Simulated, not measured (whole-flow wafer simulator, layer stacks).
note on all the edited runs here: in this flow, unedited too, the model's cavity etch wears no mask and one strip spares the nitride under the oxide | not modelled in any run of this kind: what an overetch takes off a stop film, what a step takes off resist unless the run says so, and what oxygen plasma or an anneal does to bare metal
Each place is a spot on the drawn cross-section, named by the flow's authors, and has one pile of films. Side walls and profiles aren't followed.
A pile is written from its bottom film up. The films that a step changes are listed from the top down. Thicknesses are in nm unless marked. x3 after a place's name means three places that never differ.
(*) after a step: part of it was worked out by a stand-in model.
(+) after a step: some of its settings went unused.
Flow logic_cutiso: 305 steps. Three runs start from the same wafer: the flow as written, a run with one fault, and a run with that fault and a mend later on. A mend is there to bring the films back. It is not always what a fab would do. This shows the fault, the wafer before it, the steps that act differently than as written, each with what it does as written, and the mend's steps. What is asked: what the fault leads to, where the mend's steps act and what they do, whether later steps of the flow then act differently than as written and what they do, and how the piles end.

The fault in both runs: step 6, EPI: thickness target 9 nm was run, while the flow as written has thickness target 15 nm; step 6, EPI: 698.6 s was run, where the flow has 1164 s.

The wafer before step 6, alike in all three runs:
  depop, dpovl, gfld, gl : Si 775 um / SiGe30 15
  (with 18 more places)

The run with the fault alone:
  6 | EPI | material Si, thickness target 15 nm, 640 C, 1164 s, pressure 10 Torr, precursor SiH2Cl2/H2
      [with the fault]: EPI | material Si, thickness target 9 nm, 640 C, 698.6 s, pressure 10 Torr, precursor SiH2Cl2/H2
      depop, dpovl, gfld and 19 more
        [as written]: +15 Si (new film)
        [with the fault]: +9 Si (new film)
  Later steps of the flow acting differently than as written (3 more steps, not shown, differ only slightly: by at most 2% or 0.5 nm, whichever is larger):
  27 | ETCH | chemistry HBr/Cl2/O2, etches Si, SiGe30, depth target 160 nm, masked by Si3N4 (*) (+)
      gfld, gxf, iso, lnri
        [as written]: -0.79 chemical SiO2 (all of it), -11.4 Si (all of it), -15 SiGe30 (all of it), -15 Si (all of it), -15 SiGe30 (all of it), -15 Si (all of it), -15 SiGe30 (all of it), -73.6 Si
        [with the fault]: -0.79 chemical SiO2 (all of it), -11.4 Si (all of it), -15 SiGe30 (all of it), -15 Si (all of it), -15 SiGe30 (all of it), -9 Si (all of it), -15 SiGe30 (all of it), -79.6 Si
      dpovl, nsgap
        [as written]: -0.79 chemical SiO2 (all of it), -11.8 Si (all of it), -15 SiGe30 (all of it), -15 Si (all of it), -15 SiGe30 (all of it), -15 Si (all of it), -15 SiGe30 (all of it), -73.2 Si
        [with the fault]: -0.79 chemical SiO2 (all of it), -11.8 Si (all of it), -15 SiGe30 (all of it), -15 Si (all of it), -15 SiGe30 (all of it), -9 Si (all of it), -15 SiGe30 (all of it), -79.2 Si
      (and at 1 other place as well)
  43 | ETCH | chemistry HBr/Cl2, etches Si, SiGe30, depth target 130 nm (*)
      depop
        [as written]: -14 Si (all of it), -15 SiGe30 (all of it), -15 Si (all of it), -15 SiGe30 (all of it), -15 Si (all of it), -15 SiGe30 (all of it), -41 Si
        [with the fault]: -14 Si (all of it), -15 SiGe30 (all of it), -15 Si (all of it), -15 SiGe30 (all of it), -9 Si (all of it), -15 SiGe30 (all of it), -47 Si
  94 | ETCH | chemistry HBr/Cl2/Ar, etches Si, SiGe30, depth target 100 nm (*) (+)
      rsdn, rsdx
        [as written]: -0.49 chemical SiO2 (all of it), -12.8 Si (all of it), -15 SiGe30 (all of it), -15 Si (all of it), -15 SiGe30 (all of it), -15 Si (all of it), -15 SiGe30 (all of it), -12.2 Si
        [with the fault]: -0.49 chemical SiO2 (all of it), -12.8 Si (all of it), -15 SiGe30 (all of it), -15 Si (all of it), -15 SiGe30 (all of it), -9 Si (all of it), -15 SiGe30 (all of it), -18.2 Si
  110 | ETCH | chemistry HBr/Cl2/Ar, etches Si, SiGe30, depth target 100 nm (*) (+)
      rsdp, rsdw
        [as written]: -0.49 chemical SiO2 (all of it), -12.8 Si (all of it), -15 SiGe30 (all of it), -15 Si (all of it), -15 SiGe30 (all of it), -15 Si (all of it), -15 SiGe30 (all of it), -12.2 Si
        [with the fault]: -0.49 chemical SiO2 (all of it), -12.8 Si (all of it), -15 SiGe30 (all of it), -15 Si (all of it), -15 SiGe30 (all of it), -9 Si (all of it), -15 SiGe30 (all of it), -18.2 Si
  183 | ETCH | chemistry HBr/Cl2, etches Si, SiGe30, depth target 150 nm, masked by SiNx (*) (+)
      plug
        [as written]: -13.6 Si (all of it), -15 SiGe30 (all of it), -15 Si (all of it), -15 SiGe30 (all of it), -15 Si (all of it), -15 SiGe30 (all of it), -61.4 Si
        [with the fault]: -13.6 Si (all of it), -15 SiGe30 (all of it), -15 Si (all of it), -15 SiGe30 (all of it), -9 Si (all of it), -15 SiGe30 (all of it), -67.4 Si
  By the end, the piles at gl, glp, gxn and 6 more depart from the flow's by more than 2% or 0.5 nm, whichever is larger.
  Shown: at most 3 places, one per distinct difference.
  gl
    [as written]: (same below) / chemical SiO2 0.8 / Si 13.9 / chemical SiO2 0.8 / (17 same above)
    [with the fault]: (same below) / chemical SiO2 0.8 / Si 7.92 / chemical SiO2 0.8 / (17 same above)
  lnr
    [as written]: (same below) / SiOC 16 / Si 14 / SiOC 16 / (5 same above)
    [with the fault]: (same below) / SiOC 16 / Si 7.97 / SiOC 16 / (5 same above)
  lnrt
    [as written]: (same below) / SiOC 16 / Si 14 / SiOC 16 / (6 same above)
    [with the fault]: (same below) / SiOC 16 / Si 7.97 / SiOC 16 / (6 same above)

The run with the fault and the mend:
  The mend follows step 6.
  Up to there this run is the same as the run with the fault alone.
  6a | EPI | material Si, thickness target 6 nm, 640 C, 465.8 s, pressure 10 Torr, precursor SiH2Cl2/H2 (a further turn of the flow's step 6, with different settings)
      depop, dpovl, gfld and 19 more
        +6 Si
  Later steps of the flow that are run all act as written at every place that is followed.
  The piles end the same as the flow's at every place that both follow.
